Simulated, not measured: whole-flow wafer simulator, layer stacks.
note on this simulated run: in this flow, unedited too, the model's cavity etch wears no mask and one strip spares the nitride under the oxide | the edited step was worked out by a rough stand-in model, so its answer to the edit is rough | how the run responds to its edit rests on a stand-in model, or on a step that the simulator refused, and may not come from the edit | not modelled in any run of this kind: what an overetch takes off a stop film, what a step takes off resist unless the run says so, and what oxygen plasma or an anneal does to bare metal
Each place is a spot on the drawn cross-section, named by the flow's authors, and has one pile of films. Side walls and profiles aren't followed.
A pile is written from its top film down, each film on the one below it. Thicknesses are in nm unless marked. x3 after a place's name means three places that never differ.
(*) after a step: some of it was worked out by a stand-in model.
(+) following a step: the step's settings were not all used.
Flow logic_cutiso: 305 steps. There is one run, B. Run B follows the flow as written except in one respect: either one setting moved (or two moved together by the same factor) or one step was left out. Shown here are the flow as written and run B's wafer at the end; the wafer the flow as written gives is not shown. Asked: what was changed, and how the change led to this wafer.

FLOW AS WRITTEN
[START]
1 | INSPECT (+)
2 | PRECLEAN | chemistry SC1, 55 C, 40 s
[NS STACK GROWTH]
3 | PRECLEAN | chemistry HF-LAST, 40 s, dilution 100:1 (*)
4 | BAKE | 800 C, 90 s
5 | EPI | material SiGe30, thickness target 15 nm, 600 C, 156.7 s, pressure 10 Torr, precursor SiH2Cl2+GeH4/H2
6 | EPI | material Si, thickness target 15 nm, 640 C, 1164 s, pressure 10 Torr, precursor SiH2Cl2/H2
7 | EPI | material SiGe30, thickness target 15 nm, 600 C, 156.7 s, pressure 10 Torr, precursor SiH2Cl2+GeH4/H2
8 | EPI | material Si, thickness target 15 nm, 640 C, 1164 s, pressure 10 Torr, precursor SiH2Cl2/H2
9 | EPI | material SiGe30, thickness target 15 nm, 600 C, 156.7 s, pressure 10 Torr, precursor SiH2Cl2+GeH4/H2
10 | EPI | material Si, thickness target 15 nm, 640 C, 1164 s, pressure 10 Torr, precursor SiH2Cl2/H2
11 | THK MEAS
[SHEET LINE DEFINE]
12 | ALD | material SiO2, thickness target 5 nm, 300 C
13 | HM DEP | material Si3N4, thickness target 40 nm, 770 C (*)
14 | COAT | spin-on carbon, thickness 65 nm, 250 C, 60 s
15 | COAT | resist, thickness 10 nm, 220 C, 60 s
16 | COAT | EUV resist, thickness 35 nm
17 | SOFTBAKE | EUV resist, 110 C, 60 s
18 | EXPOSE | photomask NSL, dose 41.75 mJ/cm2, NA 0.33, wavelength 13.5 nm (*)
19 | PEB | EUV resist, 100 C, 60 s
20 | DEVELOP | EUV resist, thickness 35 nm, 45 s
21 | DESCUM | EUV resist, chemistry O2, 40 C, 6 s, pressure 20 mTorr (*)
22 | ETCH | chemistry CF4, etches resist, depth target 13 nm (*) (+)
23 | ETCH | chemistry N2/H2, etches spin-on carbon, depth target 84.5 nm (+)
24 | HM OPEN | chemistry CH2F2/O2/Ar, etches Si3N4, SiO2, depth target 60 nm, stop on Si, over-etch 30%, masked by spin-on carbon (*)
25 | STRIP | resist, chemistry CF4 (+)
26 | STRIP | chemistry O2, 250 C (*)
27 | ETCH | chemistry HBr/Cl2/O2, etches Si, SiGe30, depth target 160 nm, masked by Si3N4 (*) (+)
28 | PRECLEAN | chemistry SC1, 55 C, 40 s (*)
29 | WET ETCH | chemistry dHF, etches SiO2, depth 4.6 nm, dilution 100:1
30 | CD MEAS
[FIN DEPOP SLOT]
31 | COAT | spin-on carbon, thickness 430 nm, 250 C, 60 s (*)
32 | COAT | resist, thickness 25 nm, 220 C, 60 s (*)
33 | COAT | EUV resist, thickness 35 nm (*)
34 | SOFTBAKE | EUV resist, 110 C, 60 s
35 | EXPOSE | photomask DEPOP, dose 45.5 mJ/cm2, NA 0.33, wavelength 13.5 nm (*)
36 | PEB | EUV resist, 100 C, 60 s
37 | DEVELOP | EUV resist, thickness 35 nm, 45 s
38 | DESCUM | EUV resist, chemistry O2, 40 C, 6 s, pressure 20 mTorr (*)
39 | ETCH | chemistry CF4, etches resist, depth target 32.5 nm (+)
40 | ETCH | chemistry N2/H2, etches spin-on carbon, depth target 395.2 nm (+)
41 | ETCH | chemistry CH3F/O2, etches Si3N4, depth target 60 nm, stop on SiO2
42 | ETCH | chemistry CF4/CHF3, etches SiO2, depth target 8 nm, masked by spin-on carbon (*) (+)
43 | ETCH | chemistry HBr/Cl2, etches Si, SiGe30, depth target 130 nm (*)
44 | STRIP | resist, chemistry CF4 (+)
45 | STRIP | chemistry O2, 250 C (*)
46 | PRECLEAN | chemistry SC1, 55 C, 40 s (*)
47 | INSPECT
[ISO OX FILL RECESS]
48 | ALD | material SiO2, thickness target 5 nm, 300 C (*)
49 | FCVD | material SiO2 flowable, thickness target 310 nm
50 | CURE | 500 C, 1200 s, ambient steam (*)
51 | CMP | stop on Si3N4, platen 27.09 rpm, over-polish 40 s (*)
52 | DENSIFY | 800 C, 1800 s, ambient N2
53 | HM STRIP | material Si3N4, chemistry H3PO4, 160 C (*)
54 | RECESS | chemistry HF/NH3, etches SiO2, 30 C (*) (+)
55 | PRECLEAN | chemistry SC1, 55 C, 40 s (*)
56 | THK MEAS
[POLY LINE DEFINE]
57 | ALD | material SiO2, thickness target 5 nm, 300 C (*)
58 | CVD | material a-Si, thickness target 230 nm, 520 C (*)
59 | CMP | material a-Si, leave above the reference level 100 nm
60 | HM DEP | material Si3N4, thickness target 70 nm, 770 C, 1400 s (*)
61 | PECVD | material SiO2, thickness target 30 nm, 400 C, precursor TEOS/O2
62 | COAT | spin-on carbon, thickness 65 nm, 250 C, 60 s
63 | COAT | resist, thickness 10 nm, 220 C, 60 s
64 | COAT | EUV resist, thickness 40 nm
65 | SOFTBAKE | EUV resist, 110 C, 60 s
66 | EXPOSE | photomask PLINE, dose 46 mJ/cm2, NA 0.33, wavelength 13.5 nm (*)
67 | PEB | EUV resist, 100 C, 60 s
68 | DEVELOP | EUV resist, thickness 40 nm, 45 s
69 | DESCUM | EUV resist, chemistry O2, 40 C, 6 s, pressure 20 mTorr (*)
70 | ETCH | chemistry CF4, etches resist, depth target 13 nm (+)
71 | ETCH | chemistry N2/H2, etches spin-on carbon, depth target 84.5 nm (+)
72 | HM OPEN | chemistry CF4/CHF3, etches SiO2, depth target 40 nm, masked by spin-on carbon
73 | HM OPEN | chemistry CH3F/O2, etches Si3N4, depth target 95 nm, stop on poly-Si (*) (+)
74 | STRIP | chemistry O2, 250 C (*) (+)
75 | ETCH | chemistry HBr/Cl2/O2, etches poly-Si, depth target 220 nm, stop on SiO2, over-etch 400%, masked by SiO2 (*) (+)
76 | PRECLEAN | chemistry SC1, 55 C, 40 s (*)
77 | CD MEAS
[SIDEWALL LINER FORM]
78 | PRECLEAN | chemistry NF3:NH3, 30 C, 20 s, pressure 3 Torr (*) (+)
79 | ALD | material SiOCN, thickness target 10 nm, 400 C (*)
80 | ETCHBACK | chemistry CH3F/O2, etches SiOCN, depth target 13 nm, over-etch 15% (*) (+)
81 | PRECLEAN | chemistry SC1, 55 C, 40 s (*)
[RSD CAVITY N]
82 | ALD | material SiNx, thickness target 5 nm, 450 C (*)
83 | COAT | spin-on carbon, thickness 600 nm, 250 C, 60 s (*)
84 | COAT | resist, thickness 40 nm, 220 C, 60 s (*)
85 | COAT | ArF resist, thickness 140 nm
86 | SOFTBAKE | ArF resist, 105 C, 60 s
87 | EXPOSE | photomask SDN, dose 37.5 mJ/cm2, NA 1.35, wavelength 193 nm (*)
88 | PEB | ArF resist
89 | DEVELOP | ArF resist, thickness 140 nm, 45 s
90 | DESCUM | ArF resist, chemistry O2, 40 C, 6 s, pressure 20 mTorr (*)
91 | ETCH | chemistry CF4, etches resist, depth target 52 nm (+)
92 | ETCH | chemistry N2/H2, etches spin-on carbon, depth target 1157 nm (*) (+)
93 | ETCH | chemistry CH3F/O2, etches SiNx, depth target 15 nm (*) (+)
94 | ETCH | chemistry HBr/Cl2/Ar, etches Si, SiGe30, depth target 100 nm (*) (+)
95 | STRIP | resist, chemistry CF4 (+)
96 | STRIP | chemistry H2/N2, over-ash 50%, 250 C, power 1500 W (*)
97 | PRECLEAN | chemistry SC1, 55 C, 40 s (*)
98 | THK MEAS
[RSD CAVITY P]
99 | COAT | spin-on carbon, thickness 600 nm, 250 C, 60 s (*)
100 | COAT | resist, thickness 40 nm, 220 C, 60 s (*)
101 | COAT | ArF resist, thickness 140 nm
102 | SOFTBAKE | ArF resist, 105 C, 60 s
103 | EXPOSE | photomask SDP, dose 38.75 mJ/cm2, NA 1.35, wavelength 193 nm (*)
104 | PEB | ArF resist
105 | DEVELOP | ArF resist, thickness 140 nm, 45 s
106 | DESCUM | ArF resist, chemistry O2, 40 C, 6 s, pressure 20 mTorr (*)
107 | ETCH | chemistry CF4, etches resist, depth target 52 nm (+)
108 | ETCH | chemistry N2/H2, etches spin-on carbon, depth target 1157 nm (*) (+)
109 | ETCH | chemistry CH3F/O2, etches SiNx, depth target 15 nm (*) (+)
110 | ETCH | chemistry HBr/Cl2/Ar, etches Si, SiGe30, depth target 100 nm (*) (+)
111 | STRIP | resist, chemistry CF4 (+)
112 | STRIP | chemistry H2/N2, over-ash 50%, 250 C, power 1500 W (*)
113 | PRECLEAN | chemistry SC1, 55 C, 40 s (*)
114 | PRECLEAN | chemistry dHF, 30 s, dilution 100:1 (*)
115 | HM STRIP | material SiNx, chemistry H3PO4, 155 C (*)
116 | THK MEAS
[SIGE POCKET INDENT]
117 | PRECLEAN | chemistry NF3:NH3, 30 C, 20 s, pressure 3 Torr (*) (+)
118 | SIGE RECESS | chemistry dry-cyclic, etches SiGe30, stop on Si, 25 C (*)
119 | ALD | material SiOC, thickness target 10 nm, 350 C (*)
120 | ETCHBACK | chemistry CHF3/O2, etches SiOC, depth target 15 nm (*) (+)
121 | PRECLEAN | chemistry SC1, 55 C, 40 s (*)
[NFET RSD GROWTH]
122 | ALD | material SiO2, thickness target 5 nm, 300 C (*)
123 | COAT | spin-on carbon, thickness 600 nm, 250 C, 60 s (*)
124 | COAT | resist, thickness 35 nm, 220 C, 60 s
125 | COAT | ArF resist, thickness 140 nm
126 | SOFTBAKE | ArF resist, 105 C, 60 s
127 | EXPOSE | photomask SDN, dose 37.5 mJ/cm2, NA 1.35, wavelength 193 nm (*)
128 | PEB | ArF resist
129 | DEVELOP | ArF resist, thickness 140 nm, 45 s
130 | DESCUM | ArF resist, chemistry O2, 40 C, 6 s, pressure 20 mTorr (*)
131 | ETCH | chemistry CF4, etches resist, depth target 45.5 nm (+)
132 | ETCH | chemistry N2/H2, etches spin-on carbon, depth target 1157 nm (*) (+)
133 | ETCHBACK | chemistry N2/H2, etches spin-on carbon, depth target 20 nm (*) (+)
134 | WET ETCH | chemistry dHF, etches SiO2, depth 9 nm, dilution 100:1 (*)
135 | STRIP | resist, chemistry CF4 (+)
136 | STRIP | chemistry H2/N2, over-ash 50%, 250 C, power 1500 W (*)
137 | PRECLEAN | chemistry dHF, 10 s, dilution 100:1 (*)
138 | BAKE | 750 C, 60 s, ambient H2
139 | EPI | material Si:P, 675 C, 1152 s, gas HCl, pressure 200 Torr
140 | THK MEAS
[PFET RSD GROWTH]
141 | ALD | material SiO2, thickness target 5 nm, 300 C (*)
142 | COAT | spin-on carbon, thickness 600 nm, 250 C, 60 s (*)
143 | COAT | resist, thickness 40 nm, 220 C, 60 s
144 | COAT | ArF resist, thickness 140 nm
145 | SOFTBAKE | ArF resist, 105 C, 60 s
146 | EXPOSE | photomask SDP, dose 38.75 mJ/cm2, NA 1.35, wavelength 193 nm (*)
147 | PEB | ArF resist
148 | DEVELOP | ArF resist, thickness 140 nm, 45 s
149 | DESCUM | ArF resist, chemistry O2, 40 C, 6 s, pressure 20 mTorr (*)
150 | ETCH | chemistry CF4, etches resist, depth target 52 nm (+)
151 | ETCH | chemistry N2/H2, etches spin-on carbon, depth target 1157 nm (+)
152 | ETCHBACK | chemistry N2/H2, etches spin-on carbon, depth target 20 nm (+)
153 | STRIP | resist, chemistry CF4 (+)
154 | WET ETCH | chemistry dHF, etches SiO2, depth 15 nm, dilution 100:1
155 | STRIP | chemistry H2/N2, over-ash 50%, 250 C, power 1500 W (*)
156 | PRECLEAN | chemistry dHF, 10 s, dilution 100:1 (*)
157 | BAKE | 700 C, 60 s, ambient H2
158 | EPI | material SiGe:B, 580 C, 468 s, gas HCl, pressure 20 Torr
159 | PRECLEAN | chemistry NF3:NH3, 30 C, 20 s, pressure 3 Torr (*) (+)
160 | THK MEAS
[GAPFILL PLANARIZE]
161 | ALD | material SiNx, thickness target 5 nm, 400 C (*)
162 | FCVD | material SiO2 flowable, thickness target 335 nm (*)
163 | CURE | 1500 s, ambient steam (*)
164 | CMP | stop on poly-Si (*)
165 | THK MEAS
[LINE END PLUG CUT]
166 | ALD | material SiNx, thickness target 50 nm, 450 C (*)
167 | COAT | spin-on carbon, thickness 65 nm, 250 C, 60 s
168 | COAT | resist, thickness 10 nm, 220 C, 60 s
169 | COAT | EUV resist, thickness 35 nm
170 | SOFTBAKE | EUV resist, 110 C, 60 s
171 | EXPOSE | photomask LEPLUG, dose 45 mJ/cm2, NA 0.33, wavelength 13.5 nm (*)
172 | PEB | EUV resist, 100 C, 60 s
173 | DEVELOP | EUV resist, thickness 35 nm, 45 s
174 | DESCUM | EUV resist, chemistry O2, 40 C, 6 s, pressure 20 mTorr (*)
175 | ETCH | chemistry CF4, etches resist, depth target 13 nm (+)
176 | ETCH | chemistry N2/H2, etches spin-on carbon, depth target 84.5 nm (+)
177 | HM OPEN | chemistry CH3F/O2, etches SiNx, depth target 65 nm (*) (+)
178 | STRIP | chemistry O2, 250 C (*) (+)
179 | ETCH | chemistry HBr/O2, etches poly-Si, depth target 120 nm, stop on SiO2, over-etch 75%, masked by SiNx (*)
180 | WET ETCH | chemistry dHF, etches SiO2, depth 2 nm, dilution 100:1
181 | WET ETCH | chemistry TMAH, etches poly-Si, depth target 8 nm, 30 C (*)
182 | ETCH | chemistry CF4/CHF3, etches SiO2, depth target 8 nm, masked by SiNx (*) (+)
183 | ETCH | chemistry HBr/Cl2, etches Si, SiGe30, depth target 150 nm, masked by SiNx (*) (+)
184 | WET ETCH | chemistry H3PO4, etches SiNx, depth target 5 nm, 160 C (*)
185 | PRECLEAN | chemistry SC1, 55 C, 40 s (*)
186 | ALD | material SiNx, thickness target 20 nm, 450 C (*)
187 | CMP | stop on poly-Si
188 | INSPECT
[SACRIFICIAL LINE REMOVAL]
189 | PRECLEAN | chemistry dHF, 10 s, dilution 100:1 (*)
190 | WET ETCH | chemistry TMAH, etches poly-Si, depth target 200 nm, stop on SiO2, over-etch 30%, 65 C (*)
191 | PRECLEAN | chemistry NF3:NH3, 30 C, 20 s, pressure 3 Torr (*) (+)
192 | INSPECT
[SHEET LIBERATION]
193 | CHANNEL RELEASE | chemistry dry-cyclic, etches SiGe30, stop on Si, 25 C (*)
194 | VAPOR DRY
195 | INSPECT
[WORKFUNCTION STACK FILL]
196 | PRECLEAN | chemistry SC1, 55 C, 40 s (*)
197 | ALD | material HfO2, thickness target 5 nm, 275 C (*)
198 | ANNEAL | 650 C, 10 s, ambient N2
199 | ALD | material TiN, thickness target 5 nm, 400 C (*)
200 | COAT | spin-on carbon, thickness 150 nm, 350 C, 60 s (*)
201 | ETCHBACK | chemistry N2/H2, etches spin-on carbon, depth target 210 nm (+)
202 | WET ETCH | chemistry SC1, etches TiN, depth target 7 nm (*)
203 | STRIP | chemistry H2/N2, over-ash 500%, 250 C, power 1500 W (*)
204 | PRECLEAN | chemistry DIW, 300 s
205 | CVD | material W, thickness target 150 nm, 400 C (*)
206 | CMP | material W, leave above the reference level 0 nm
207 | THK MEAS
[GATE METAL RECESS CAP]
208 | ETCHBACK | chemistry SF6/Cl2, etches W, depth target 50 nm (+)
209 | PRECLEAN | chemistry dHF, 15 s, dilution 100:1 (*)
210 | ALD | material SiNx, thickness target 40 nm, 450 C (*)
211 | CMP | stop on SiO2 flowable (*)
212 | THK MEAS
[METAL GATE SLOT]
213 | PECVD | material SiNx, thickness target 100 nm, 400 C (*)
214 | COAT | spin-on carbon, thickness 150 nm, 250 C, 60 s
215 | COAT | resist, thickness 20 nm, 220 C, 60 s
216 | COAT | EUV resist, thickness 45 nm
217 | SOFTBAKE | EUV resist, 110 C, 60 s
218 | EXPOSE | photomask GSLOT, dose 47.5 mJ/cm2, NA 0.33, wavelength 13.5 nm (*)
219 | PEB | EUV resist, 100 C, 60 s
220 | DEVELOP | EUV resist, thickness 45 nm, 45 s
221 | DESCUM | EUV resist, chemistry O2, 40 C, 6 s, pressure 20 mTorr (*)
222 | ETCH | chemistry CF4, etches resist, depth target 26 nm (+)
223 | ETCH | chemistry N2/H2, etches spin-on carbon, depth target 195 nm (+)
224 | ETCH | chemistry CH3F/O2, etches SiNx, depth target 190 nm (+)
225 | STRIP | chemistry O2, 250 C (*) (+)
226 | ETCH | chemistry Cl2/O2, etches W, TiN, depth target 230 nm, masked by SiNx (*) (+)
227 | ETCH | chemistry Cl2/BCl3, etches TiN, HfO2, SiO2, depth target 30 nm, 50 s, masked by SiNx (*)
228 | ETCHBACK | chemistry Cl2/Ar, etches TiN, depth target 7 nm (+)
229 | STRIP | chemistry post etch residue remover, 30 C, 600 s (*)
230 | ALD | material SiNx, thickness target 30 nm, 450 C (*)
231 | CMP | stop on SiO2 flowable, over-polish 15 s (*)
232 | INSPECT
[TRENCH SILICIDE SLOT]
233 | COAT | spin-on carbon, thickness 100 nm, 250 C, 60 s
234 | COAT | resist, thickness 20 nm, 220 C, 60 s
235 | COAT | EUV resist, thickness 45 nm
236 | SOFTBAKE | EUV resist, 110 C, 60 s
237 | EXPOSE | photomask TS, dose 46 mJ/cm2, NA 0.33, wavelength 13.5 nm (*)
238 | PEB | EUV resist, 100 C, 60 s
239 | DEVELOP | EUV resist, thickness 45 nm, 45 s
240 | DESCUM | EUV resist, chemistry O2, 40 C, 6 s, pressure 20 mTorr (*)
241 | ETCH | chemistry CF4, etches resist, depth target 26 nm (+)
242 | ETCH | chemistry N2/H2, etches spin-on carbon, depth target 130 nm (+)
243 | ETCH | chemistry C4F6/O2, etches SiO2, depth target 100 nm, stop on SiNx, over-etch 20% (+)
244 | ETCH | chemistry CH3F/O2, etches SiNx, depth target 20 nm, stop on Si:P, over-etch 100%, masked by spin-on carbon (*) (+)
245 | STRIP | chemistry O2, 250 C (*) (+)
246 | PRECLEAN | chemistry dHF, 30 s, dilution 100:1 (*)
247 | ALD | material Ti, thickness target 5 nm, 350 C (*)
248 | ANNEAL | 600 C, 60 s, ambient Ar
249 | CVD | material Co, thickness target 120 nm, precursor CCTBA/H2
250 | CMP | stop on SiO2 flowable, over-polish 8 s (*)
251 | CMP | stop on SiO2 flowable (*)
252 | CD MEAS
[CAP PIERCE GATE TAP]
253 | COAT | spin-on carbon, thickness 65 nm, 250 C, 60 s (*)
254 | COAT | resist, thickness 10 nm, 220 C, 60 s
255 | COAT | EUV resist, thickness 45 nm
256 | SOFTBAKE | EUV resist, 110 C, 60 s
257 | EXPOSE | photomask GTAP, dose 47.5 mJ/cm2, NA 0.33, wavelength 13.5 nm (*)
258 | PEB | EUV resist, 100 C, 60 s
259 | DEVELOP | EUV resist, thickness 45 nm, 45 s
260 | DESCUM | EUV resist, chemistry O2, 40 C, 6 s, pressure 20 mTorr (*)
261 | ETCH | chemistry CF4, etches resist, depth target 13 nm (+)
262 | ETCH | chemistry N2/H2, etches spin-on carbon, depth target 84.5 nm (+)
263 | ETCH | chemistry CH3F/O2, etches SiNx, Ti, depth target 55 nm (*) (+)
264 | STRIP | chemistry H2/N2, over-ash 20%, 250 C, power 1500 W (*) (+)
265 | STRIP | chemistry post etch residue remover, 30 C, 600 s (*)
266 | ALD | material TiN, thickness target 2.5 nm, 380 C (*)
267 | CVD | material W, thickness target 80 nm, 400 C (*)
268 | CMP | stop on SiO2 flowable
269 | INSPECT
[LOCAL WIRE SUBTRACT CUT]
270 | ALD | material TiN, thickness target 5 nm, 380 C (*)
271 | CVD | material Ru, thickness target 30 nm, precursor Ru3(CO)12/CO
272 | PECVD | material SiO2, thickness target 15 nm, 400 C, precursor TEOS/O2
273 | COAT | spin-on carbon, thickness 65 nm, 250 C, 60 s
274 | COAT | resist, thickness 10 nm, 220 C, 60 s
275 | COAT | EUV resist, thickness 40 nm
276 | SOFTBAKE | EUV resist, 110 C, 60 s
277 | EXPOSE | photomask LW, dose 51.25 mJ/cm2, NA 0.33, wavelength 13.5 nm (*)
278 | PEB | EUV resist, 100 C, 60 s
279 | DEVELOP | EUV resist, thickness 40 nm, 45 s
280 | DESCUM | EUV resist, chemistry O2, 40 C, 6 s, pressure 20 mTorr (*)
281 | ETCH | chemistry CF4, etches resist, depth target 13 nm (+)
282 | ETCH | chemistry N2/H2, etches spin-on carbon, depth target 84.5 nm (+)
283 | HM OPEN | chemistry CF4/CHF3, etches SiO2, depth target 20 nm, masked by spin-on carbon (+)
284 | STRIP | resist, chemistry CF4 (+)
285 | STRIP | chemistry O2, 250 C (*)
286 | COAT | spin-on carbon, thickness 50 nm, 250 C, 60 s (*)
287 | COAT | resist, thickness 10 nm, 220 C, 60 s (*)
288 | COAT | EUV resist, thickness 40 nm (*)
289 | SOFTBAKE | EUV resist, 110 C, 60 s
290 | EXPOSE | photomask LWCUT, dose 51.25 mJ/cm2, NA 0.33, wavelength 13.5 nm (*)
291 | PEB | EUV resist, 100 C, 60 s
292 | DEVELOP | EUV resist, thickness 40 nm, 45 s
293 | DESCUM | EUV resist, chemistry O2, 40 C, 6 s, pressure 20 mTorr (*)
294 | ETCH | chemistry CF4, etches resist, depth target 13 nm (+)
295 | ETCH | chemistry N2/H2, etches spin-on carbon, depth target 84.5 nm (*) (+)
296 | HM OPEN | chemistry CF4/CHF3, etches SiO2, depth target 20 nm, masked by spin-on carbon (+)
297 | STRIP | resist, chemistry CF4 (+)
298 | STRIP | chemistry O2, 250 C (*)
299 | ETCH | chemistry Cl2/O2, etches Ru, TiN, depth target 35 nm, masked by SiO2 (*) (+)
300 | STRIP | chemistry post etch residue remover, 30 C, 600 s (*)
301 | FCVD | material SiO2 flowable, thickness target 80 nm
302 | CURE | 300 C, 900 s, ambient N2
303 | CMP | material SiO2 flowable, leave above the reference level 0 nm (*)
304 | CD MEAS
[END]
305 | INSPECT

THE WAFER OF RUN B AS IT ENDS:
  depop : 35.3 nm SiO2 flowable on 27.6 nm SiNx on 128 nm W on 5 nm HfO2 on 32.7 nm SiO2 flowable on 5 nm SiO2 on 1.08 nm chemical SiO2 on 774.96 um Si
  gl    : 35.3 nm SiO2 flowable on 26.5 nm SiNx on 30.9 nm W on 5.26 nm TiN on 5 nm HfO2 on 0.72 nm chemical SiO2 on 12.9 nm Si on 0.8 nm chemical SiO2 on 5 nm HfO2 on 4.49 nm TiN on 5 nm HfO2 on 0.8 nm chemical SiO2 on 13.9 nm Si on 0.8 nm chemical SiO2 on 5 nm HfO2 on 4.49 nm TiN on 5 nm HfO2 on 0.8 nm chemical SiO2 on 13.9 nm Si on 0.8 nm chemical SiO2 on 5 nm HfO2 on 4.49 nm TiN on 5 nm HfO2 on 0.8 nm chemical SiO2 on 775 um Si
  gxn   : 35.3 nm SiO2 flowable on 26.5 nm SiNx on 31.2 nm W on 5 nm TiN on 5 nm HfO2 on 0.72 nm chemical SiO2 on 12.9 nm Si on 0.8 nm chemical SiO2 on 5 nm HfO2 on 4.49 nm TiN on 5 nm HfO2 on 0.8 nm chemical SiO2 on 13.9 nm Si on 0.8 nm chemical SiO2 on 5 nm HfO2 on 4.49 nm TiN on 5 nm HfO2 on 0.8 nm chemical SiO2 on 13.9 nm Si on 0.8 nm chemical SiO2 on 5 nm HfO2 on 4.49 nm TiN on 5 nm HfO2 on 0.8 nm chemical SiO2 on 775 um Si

Cause: step 162, FCVD: thickness target 477.4 nm was run, though the flow has thickness target 335 nm.

How this came from the change, step by step:
  162 | FCVD | material SiO2 flowable, thickness target 335 nm (*)
      depop, dpovl, isow, ns, nsgap: +477.4 SiO2 flowable (new film) (as written it would have been: +335 SiO2 flowable (new film))
      rsdn, rsdp, rsdw, rsdx: +566.3 SiO2 flowable (new film) (as written it would have been: +423.9 SiO2 flowable (new film))
      (and at 13 other places as well)
  163 | CURE | 1500 s, ambient steam (*)
      depop, dpovl, isow, ns, nsgap: -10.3 SiO2 flowable (as written it would have been: -8.24 SiO2 flowable)
      gfld, iso, lnri: -9.73 SiO2 flowable (as written it would have been: -7.46 SiO2 flowable)
      (and at 14 other places as well)
  164 | CMP | stop on poly-Si (*)
      depop, dpovl, isow, ns, nsgap: -467.1 SiO2 flowable (all of it), -5 SiNx (all of it), -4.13 SiO2 (all of it), -70 Si3N4 (all of it) (as written it would have been: -326.8 SiO2 flowable (all of it), -5 SiNx (all of it), -4.13 SiO2 (all of it), -70 Si3N4 (all of it))
      iso, rsdn, rsdp, rsdx: -471.1 SiO2 flowable (as written it would have been: -331 SiO2 flowable)
      (and at 13 other places as well)
  209 | PRECLEAN | chemistry dHF, 15 s, dilution 100:1 (*)
      iso: -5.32 SiO2 flowable (as written it would have been: -4.73 SiO2 flowable)
  246 | PRECLEAN | chemistry dHF, 30 s, dilution 100:1 (*)
      iso: -10.4 SiO2 flowable (as written it would have been: -9.13 SiO2 flowable)
      rsdx: -9.56 SiO2 flowable (as written it would have been: -8.73 SiO2 flowable)
  250 | CMP | stop on SiO2 flowable, over-polish 8 s (*)
      rsdx: -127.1 Co (as written it would have been: -127.9 Co (all of it))
  251 | CMP | stop on SiO2 flowable (*)
      rsdx: -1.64 Co (all of it), -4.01 Ti (as written it would have been: -5 Ti (all of it))
      iso: -2.49 Co (all of it), -3.15 Ti (as written it would have been: -1.22 Co (all of it), -4.34 Ti)
  265 | STRIP | chemistry post etch residue remover, 30 C, 600 s (*)
      rsdx: -0.99 Ti (all of it) (as written it would have been: nothing)
      iso: -1.85 Ti (all of it) (as written it would have been: -0.66 Ti (all of it))
  268 | CMP | stop on SiO2 flowable
      depop, dpovl, gfld and 9 more: -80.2 W (all of it), -2.5 TiN (all of it), -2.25 SiNx (as written it would have been: -80.2 W (all of it), -2.5 TiN (all of it), -0.98 SiNx)
      lnr, lnri, lnrp, lnrt: -80 W (all of it), -2.5 TiN (all of it), -2.49 SiOCN (as written it would have been: -80 W (all of it), -2.5 TiN (all of it), -1.22 SiOCN)
      (and at 3 other places as well)
